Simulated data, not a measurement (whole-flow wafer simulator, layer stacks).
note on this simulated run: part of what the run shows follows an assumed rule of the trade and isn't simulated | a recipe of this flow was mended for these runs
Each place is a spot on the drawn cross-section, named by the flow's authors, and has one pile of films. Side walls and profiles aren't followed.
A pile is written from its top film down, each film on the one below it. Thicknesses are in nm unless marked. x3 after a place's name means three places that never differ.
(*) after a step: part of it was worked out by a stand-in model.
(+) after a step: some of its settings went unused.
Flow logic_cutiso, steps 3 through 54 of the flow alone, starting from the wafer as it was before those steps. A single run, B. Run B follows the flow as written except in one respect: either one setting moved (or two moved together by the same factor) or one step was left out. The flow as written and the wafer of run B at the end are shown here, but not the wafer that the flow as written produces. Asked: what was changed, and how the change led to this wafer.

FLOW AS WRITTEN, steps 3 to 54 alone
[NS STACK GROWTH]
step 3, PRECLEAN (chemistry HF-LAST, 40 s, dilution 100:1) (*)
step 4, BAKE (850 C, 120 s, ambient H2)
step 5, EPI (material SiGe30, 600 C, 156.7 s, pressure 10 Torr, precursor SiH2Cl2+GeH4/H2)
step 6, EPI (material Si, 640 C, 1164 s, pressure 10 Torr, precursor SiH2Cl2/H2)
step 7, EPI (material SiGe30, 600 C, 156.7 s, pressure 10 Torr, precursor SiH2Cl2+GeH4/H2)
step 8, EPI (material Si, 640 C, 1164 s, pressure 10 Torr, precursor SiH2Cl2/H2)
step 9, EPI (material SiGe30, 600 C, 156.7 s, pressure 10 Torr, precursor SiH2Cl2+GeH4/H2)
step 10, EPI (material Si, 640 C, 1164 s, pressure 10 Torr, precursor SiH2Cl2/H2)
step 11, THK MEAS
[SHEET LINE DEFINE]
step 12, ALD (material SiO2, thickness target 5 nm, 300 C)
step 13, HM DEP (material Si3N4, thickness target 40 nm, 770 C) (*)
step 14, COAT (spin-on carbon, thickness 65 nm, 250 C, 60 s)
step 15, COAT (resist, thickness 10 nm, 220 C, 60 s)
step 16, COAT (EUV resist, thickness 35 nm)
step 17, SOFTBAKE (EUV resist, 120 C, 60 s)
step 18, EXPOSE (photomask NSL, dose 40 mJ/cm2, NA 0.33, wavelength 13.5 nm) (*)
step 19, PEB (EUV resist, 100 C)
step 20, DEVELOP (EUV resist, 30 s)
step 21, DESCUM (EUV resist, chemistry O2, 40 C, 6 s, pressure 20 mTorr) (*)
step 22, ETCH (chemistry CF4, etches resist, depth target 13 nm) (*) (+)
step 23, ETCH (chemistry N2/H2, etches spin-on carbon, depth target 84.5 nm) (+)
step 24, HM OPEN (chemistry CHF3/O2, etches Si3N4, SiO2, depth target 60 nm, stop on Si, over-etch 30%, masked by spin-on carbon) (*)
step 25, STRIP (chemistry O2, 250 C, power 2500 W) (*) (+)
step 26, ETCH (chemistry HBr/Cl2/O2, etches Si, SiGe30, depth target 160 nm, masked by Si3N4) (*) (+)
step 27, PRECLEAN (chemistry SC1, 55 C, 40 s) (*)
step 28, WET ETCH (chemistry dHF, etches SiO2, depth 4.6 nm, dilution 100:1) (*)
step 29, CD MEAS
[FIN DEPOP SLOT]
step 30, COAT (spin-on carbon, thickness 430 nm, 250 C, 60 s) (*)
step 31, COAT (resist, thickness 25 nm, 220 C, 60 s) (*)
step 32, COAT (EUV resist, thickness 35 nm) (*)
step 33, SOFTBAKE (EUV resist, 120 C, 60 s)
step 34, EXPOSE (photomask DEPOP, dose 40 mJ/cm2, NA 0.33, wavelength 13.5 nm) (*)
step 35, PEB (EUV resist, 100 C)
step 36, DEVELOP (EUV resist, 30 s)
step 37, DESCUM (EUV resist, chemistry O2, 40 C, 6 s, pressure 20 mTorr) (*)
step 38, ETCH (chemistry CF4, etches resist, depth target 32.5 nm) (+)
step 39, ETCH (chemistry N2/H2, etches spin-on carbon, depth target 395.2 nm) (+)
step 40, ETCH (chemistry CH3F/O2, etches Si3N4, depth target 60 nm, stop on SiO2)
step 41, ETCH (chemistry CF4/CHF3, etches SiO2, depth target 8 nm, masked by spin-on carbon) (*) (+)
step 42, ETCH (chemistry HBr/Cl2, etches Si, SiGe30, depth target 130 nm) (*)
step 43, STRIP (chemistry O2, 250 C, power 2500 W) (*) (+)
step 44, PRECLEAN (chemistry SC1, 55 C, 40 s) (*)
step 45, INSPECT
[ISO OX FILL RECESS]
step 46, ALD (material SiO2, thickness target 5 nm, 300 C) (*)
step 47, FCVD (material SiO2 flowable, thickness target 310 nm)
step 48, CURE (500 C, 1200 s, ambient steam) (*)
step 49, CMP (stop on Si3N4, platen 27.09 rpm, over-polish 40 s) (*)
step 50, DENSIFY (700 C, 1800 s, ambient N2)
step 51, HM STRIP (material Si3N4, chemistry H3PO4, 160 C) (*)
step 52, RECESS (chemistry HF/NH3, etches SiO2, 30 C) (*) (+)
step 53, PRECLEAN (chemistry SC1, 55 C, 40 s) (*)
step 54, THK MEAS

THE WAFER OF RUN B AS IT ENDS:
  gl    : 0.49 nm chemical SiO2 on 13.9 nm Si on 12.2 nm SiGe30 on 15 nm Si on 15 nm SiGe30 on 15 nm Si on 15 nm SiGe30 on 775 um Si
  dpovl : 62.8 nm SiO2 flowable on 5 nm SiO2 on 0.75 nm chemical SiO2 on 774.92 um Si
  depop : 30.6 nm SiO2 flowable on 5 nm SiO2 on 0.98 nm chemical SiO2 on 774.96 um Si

What caused this: step 9, EPI: 588 C was run, while the flow as written has 600 C.

How this came from the change, step by step:
  step 9, EPI (material SiGe30, 600 C, 156.7 s, pressure 10 Torr, precursor SiH2Cl2+GeH4/H2)
      depop, dpovl, gfld and 19 more: +12.2 SiGe30 (new film) (it would be, as written: +15 SiGe30 (new film))
  step 26, ETCH (chemistry HBr/Cl2/O2, etches Si, SiGe30, depth target 160 nm, masked by Si3N4) (*) (+)
      dpovl, gfld, gxf, iso, isow, lnri, nsgap: -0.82 chemical SiO2 (all of it), -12 Si (all of it), -12.2 SiGe30 (all of it), -15 Si (all of it), -15 SiGe30 (all of it), -15 Si (all of it), -15 SiGe30 (all of it), -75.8 Si (it would be, as written: -0.82 chemical SiO2 (all of it), -12 Si (all of it), -15 SiGe30 (all of it), -15 Si (all of it), -15 SiGe30 (all of it), -15 Si (all of it), -15 SiGe30 (all of it), -73 Si)
  step 42, ETCH (chemistry HBr/Cl2, etches Si, SiGe30, depth target 130 nm) (*)
      depop: -13.8 Si (all of it), -12.2 SiGe30 (all of it), -15 Si (all of it), -15 SiGe30 (all of it), -15 Si (all of it), -15 SiGe30 (all of it), -44 Si (it would be, as written: -13.8 Si (all of it), -15 SiGe30 (all of it), -15 Si (all of it), -15 SiGe30 (all of it), -15 Si (all of it), -15 SiGe30 (all of it), -41.2 Si)
